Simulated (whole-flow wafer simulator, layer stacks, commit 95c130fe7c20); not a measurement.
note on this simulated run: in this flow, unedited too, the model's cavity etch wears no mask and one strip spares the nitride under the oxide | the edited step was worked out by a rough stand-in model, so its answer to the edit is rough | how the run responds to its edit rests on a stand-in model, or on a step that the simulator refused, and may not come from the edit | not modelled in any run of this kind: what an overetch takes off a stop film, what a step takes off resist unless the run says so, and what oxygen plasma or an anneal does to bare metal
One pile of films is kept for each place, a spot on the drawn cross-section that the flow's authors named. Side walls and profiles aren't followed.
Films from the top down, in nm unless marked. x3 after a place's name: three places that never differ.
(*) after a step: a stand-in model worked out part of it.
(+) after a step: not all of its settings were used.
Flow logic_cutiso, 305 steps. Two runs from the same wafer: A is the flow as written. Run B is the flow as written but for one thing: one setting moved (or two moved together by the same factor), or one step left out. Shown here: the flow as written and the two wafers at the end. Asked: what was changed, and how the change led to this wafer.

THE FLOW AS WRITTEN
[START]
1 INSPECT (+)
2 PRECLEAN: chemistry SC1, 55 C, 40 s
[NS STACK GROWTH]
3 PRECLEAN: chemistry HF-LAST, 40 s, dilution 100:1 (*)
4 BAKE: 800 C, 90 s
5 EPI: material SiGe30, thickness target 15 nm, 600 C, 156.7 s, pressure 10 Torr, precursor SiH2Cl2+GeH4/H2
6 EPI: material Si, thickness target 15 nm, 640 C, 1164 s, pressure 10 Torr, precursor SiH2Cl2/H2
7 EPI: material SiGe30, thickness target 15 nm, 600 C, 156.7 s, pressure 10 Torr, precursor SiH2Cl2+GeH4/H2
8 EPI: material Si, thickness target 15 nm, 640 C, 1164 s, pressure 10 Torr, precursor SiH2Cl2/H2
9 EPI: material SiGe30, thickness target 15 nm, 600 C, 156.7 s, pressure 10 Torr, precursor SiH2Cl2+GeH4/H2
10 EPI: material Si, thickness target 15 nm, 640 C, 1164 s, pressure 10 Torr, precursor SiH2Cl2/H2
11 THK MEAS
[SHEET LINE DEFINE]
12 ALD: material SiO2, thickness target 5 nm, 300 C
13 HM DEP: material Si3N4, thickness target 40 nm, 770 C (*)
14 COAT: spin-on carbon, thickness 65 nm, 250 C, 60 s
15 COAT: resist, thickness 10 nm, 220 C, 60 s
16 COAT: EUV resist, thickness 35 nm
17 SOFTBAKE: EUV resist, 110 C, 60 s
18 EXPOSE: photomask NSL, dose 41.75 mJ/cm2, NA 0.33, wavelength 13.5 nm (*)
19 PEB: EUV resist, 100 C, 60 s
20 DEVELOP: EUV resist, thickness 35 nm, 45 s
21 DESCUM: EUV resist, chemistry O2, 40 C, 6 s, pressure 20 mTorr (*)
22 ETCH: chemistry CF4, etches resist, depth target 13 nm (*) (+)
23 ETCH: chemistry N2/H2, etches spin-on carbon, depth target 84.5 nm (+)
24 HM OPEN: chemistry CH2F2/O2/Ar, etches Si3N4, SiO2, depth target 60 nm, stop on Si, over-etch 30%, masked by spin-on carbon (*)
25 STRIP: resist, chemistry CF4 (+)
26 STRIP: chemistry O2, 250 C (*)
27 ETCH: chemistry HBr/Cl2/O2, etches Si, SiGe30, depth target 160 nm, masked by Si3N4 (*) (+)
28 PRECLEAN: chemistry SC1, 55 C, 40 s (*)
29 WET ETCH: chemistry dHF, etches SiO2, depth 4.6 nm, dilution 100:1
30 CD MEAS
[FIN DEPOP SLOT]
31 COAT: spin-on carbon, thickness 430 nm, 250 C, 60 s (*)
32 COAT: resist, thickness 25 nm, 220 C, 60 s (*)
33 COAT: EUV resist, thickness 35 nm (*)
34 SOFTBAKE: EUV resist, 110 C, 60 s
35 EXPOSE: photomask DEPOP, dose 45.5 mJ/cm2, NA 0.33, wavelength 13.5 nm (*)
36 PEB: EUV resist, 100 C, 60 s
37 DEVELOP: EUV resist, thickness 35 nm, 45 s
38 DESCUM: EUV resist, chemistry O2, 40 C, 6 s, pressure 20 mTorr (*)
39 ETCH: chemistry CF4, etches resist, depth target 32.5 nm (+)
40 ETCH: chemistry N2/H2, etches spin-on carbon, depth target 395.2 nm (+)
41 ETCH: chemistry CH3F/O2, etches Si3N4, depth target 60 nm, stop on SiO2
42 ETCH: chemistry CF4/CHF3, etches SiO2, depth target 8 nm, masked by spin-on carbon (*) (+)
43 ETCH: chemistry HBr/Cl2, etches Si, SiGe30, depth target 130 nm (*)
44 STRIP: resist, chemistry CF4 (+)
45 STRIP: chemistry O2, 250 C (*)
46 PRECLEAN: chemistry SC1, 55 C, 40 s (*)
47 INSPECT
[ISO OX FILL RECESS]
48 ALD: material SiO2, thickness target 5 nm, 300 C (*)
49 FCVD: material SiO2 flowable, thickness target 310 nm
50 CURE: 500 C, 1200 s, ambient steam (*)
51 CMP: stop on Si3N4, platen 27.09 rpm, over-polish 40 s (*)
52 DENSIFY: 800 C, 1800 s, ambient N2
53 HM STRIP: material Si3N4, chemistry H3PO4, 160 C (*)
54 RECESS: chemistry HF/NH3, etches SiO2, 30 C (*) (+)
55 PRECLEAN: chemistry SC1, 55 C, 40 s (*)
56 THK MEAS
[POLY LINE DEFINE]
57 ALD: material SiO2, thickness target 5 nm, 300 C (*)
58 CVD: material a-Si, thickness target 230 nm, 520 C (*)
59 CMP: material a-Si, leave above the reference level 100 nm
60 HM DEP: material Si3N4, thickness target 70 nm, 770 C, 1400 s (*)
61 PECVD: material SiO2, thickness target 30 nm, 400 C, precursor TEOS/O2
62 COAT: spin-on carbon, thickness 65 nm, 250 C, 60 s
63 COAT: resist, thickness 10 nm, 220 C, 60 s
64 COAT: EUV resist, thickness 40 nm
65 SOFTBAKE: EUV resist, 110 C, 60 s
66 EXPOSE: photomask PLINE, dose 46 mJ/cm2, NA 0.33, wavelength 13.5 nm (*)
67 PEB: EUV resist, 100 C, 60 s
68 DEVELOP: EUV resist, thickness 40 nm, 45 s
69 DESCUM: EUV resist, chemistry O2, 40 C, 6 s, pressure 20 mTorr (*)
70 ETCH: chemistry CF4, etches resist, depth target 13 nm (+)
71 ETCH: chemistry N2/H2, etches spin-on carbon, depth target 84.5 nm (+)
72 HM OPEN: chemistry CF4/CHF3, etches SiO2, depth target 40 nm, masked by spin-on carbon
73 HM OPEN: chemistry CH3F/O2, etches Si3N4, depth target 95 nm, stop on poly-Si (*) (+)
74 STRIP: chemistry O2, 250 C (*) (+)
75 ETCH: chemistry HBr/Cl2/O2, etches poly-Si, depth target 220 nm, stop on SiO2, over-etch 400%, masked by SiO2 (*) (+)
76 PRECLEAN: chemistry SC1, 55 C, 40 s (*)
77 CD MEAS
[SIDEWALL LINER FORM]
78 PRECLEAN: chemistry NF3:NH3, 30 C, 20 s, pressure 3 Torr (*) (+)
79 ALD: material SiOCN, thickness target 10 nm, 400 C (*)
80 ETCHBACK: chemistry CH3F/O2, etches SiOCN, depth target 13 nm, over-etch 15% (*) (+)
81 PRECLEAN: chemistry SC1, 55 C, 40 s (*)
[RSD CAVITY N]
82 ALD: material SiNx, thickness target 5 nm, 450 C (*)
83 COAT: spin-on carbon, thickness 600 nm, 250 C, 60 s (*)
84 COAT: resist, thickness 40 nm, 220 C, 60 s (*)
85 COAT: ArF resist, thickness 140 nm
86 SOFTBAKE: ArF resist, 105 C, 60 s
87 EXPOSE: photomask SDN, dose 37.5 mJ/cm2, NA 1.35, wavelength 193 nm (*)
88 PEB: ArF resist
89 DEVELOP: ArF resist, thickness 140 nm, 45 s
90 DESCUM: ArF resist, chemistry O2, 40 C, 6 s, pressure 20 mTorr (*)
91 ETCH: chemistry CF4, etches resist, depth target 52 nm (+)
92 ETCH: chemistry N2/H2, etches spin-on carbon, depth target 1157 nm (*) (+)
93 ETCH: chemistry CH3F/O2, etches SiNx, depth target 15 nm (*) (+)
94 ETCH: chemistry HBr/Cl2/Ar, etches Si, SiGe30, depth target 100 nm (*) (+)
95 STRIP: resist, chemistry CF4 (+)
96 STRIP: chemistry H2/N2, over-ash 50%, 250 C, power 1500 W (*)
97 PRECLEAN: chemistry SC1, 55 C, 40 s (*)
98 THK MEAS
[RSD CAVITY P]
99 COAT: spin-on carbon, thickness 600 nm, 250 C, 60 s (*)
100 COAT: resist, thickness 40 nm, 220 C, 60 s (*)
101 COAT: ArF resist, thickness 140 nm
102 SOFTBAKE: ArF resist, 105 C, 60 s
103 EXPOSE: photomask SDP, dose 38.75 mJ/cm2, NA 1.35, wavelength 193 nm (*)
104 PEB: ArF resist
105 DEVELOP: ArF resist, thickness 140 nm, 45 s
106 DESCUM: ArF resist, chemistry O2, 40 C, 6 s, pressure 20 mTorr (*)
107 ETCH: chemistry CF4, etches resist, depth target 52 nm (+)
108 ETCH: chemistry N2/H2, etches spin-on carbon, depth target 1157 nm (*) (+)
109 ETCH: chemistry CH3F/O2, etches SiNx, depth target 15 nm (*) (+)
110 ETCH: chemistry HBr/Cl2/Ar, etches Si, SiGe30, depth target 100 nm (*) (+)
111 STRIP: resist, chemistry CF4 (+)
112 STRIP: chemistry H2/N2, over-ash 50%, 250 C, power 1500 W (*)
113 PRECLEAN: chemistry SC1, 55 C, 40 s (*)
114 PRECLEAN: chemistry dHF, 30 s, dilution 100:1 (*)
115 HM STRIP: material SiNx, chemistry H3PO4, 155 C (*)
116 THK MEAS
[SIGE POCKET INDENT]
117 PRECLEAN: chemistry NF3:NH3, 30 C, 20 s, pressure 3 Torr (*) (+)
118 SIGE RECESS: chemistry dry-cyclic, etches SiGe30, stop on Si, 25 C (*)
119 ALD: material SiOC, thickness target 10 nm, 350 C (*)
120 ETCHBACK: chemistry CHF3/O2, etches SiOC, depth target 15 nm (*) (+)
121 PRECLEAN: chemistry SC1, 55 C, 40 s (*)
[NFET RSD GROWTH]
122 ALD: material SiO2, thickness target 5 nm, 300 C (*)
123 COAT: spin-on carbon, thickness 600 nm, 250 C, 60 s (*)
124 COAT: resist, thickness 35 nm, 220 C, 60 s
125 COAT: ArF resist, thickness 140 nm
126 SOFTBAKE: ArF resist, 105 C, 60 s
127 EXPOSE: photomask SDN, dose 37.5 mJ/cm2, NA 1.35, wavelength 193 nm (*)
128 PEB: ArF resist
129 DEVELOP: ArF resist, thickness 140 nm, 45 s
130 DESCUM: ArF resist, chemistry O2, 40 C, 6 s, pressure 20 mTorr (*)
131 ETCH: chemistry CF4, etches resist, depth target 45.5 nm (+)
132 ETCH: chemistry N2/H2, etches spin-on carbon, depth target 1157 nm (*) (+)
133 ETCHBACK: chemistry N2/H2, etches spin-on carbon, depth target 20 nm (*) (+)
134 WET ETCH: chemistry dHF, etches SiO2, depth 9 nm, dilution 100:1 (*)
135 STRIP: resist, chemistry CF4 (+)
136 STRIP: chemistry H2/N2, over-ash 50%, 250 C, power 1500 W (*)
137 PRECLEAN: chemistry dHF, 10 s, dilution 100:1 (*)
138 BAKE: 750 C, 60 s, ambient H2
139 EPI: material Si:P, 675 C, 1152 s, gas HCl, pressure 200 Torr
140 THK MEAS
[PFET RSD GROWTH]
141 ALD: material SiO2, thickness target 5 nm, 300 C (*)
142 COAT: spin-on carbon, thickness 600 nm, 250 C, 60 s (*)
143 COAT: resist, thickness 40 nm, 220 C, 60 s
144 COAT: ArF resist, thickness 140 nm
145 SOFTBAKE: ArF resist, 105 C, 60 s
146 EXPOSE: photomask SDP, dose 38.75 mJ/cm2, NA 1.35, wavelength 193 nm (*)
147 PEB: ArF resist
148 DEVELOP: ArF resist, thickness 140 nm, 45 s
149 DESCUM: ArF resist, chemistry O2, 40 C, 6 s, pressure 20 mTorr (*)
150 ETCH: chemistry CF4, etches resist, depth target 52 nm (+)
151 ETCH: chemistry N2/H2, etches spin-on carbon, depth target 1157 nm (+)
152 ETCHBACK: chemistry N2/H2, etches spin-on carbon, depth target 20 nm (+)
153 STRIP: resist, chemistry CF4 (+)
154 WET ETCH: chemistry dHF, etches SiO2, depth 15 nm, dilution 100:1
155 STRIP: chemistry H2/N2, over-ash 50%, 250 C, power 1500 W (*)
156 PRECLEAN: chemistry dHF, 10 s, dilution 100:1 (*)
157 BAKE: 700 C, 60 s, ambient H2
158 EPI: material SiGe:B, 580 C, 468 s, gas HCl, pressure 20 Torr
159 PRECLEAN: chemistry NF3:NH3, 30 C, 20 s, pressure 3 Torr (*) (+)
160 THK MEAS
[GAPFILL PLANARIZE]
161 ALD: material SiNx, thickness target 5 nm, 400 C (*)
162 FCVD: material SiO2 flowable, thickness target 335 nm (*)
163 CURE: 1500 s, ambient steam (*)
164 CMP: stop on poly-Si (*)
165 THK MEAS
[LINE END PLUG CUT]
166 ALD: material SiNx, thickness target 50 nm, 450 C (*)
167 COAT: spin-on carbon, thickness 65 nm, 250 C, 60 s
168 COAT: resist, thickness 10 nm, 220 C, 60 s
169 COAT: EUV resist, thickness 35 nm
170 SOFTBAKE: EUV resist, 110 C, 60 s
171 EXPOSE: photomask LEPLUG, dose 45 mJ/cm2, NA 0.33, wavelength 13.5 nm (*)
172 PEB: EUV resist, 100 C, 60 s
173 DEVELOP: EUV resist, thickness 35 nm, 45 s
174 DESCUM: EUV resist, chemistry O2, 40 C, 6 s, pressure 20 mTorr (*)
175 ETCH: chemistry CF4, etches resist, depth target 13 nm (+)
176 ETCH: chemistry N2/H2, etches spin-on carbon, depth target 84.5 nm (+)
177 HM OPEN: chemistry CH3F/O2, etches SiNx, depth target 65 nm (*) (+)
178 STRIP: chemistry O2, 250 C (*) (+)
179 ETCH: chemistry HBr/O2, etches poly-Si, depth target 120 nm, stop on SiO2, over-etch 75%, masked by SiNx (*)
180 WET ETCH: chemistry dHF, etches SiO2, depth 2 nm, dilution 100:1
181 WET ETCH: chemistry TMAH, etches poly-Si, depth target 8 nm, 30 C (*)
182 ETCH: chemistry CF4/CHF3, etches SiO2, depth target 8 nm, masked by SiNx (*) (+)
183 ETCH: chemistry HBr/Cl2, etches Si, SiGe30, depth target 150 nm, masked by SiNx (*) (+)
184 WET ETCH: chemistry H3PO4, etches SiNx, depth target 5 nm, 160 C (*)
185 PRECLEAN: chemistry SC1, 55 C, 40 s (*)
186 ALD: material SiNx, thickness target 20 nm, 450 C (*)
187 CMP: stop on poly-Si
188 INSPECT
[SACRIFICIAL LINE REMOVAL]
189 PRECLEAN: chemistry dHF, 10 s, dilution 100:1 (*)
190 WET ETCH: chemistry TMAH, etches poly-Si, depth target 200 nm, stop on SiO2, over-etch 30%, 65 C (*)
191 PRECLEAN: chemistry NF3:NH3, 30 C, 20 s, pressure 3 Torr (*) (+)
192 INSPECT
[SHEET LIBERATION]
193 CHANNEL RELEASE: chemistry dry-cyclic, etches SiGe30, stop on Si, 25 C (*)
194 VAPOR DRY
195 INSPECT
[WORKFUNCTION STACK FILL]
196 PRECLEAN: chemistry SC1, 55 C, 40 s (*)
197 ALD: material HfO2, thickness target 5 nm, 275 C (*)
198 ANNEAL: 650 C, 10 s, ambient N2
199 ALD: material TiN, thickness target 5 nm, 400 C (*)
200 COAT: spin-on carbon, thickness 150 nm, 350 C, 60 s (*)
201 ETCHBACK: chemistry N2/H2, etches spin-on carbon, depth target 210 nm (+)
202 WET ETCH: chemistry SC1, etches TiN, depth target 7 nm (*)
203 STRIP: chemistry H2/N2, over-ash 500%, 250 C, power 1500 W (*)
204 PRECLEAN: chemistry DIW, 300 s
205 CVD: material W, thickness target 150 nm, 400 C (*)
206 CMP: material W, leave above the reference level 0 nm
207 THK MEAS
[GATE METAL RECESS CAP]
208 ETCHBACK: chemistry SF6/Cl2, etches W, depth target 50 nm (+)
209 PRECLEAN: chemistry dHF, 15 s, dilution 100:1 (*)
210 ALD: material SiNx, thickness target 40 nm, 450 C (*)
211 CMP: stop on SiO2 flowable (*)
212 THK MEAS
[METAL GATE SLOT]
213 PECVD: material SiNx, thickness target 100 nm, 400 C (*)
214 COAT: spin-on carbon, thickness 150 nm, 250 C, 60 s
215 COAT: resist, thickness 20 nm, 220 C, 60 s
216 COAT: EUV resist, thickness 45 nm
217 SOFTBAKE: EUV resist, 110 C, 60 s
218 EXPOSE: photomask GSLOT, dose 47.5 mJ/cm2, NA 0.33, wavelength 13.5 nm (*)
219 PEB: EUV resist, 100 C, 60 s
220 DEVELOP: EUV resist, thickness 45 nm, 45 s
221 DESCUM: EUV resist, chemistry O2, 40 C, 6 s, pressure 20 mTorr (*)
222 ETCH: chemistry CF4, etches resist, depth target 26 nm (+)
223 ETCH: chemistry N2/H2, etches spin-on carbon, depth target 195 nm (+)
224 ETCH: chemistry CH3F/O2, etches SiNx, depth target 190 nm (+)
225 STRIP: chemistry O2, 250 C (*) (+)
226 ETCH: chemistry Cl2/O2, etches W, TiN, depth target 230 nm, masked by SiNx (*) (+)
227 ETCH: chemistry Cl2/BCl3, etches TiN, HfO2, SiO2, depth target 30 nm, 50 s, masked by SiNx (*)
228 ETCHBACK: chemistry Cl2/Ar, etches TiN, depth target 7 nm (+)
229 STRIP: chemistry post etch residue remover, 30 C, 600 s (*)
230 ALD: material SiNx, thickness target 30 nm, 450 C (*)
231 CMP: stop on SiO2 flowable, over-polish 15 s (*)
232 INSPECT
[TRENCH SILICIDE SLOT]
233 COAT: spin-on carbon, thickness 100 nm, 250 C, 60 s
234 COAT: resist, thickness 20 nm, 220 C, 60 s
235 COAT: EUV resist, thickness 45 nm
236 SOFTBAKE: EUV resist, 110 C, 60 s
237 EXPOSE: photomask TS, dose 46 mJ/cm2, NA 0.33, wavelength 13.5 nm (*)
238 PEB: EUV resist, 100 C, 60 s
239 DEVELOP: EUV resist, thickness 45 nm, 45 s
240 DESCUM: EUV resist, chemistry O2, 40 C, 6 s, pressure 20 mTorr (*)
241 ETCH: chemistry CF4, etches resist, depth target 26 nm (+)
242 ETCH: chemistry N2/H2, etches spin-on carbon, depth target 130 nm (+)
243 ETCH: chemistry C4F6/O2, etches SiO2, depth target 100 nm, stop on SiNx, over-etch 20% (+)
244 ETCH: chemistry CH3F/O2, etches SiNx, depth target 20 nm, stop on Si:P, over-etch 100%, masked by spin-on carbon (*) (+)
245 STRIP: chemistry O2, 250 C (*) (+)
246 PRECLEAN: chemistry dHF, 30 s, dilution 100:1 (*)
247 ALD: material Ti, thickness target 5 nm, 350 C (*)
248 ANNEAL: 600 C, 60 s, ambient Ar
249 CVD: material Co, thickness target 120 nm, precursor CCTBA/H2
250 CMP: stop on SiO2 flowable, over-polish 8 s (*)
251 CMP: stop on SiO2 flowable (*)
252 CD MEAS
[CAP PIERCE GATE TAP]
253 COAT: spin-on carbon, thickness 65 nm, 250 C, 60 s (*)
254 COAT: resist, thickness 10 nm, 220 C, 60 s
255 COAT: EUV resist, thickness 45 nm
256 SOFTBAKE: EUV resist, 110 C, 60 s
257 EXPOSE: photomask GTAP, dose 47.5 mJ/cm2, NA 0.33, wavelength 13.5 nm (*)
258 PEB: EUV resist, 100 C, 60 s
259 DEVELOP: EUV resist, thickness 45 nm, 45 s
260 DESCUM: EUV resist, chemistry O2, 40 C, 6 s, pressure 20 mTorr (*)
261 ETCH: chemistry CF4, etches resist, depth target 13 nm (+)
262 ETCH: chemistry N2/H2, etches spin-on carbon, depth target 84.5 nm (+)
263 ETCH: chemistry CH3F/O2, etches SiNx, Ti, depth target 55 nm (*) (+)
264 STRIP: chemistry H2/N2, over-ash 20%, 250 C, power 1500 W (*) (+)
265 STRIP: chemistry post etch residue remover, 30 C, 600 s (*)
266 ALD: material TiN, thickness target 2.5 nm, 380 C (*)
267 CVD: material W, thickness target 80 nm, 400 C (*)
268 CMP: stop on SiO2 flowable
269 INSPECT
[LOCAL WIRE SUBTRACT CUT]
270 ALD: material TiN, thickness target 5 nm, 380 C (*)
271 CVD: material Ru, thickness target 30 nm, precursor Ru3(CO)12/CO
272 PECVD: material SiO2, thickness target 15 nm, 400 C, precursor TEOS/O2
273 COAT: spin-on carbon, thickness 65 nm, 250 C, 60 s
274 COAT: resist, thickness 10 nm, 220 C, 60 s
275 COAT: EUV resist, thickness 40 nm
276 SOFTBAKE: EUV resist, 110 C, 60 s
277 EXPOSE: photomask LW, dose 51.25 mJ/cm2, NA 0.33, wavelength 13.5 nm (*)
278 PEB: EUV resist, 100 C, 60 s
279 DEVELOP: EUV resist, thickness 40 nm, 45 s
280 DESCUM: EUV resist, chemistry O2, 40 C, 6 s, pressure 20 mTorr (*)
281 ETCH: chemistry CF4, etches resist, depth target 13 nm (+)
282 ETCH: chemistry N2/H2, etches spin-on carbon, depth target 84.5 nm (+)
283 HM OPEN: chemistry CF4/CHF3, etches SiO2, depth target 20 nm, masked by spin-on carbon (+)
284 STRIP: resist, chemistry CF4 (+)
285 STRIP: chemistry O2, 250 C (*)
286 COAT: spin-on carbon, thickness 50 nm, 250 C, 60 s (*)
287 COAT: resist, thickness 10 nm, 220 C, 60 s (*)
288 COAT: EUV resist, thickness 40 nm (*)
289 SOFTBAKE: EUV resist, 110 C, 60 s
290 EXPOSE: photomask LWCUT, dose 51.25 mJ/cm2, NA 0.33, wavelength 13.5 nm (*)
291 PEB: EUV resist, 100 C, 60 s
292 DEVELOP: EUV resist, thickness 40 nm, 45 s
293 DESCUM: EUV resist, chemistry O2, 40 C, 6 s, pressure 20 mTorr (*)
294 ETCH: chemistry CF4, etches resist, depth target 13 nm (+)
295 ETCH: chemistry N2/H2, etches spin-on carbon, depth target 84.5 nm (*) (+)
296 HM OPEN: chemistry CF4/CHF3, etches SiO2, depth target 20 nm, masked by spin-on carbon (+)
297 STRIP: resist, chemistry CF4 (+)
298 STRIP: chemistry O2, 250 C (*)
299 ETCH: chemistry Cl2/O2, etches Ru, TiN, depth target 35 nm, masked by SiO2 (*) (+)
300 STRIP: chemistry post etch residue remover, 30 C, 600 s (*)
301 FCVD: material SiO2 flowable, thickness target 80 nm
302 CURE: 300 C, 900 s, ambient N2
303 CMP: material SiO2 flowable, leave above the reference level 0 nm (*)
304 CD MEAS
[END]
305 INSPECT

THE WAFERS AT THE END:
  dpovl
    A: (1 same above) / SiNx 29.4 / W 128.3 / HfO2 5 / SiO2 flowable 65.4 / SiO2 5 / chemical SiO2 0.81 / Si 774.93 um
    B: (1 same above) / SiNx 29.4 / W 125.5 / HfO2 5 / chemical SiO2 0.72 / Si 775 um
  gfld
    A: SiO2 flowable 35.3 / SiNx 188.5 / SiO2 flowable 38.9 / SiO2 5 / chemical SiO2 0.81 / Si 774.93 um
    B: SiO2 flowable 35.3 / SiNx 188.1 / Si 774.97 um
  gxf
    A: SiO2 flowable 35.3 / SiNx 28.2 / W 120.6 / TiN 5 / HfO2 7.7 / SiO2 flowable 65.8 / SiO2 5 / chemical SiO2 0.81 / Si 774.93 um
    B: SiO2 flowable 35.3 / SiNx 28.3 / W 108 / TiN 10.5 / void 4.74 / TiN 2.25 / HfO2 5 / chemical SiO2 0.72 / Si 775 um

The cause: step 27, ETCH: depth target 72 nm was run, where the flow has depth target 160 nm.

How the change led to this, step by step:
  27 ETCH: chemistry HBr/Cl2/O2, etches Si, SiGe30, depth target 160 nm, masked by Si3N4 (*) (+)
      gfld, gxf, iso, lnri: A chemical SiO2 -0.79 (all of it), Si -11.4 (all of it), SiGe30 -15 (all of it), Si -15 (all of it), SiGe30 -15 (all of it), Si -15 (all of it), SiGe30 -15 (all of it), Si -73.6 | B chemical SiO2 -0.79 (all of it), Si -11.4 (all of it), SiGe30 -15 (all of it), Si -15 (all of it), SiGe30 -15 (all of it), Si -15 (all of it), SiGe30 -0.63
      dpovl, nsgap: A chemical SiO2 -0.79 (all of it), Si -11.8 (all of it), SiGe30 -15 (all of it), Si -15 (all of it), SiGe30 -15 (all of it), Si -15 (all of it), SiGe30 -15 (all of it), Si -73.2 | B chemical SiO2 -0.79 (all of it), Si -11.8 (all of it), SiGe30 -15 (all of it), Si -15 (all of it), SiGe30 -15 (all of it), Si -15 (all of it), SiGe30 -0.23
      (and at 16 more places)
  31 COAT: spin-on carbon, thickness 430 nm, 250 C, 60 s (*)
      dpovl, nsgap: A spin-on carbon +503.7 (new film) | B spin-on carbon +472.9 (new film)
      gfld, lnri: A spin-on carbon +570.2 (new film) | B spin-on carbon +511.8 (new film)
      (and at 18 more places)
  32 COAT: resist, thickness 25 nm, 220 C, 60 s (*)
      gfld, lnri: A resist +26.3 (new film) | B resist +25.7 (new film)
  40 ETCH: chemistry N2/H2, etches spin-on carbon, depth target 395.2 nm (+)
      depop: A spin-on carbon -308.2 (all of it), Si3N4 -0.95 | B spin-on carbon -357.5 (all of it), Si3N4 -0.41
  41 ETCH: chemistry CH3F/O2, etches Si3N4, depth target 60 nm, stop on SiO2
      gfld, gl, glp and 17 more: A resist -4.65 | B resist -6.35
      depop: A Si3N4 -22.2 (all of it), SiO2 -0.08 | B Si3N4 -30.8 (all of it), SiO2 -0.08
      (and at 1 more place)
  42 ETCH: chemistry CF4/CHF3, etches SiO2, depth target 8 nm, masked by spin-on carbon (*) (+)
      gfld: A resist -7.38 | B resist -5.51 (all of it), spin-on carbon -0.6
      gxf: A resist -7.42 (all of it) | B resist -5.32 (all of it), spin-on carbon -0.66
      (and at 18 more places)
  45 STRIP: chemistry O2, 250 C (*)
      gfld, lnri: A chemical SiO2 +0.82 (new film), spin-on carbon -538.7 (all of it), Si -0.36 | B chemical SiO2 +1.09 (new film), spin-on carbon -479.2 (all of it), SiGe30 -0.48
      dpovl: A chemical SiO2 +0.82 (new film), spin-on carbon -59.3 (all of it), Si -0.36 | B chemical SiO2 +1.09 (new film), spin-on carbon -24.4 (all of it), SiGe30 -0.48
      (and at 18 more places)
  49 FCVD: material SiO2 flowable, thickness target 310 nm
      gl, glp, gxn and 10 more: A SiO2 flowable +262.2 (new film) | B SiO2 flowable +282.2 (new film)
      gfld, gxf, iso, lnri: A SiO2 flowable +453.9 (new film) | B SiO2 flowable +393.7 (new film)
      (and at 5 more places)
  50 CURE: 500 C, 1200 s, ambient steam (*)
      depop: A SiO2 flowable -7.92 | B SiO2 flowable -8.73
      dpovl: A SiO2 flowable -7.92 | B SiO2 flowable -8.72
      (and at 7 more places)
  51 CMP: stop on Si3N4, platen 27.09 rpm, over-polish 40 s (*)
      lnrt, rsdn, tap: A SiO2 flowable -254.2 (all of it), SiO2 -5 (all of it), Si3N4 -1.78 | B SiO2 flowable -273.6 (all of it), SiO2 -5 (all of it), Si3N4 -1.78
      dpovl, isow: A SiO2 flowable -200.4 | B SiO2 flowable -240.4
      (and at 17 more places)
  52 DENSIFY: 800 C, 1800 s, ambient N2
      gfld, gxf, iso, lnri: A SiO2 flowable -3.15 | B SiO2 flowable -1.42
      dpovl: A SiO2 flowable -2.82 | B SiO2 flowable -1.52
      (and at 2 more places)
  53 HM STRIP: material Si3N4, chemistry H3PO4, 160 C (*)
      gl, glp, gxn and 11 more: A Si3N4 -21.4 (all of it), SiO2 -0.36 | B Si3N4 -29.4 (all of it), SiO2 -0.5
      depop, dpovl, gfld, gxf, iso, isow, lnri, nsgap: A SiO2 flowable -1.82 | B SiO2 flowable -2.5
  54 RECESS: chemistry HF/NH3, etches SiO2, 30 C (*) (+)
      gfld, gxf, iso, lnri: A SiO2 flowable -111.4 | B SiO2 flowable -100.8 (all of it), SiO2 -5 (all of it), chemical SiO2 -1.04 (all of it)
      dpovl: A SiO2 flowable -111.5 | B SiO2 flowable -100 (all of it), SiO2 -5 (all of it), chemical SiO2 -1.04 (all of it)
      (and at 3 more places)
  55 PRECLEAN: chemistry SC1, 55 C, 40 s (*)
      dpovl, gfld, gxf, iso, lnri, nsgap: A SiO2 flowable -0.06 | B chemical SiO2 +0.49 (new film), SiGe30 -1.52
      isow: A nothing | B chemical SiO2 +0.49 (new film), SiGe30 -1.52
  58 CVD: material a-Si, thickness target 230 nm, 520 C (*)
      gfld, gxf, iso, lnri: A a-Si +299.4 (new film) | B a-Si +286.7 (new film)
      dpovl, nsgap: A a-Si +319.4 (new film) | B a-Si +306.4 (new film)
      (and at 1 more place)
  60 HM DEP: material Si3N4, thickness target 70 nm, 770 C, 1400 s (*)
      gfld, gxf, iso, lnri: A Si3N4 +70 (new film), poly-Si +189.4 (new film), a-Si -189.4 (all of it) | B Si3N4 +70 (new film), poly-Si +176.8 (new film), a-Si -176.8 (all of it)
      dpovl, nsgap: A Si3N4 +70 (new film), poly-Si +189.4 (new film), a-Si -189.4 (all of it) | B Si3N4 +70 (new film), poly-Si +176.4 (new film), a-Si -176.4 (all of it)
      (and at 1 more place)
  ... 23 more steps ...
  231 CMP: stop on SiO2 flowable, over-polish 15 s (*)
      depop, dpovl, gfld and 10 more: A SiNx -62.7 | B SiNx -64.1
      lnr, lnri, lnrp, lnrt: A SiNx -61 (all of it), SiOCN -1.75 | B SiNx -62.3 (all of it), SiOCN -1.75
      (and at 5 more places)
Counting metal films that touch as one body, gxf has 2 bodies (between them, from the top down: void 4.74); the flow as written gives 1 body.
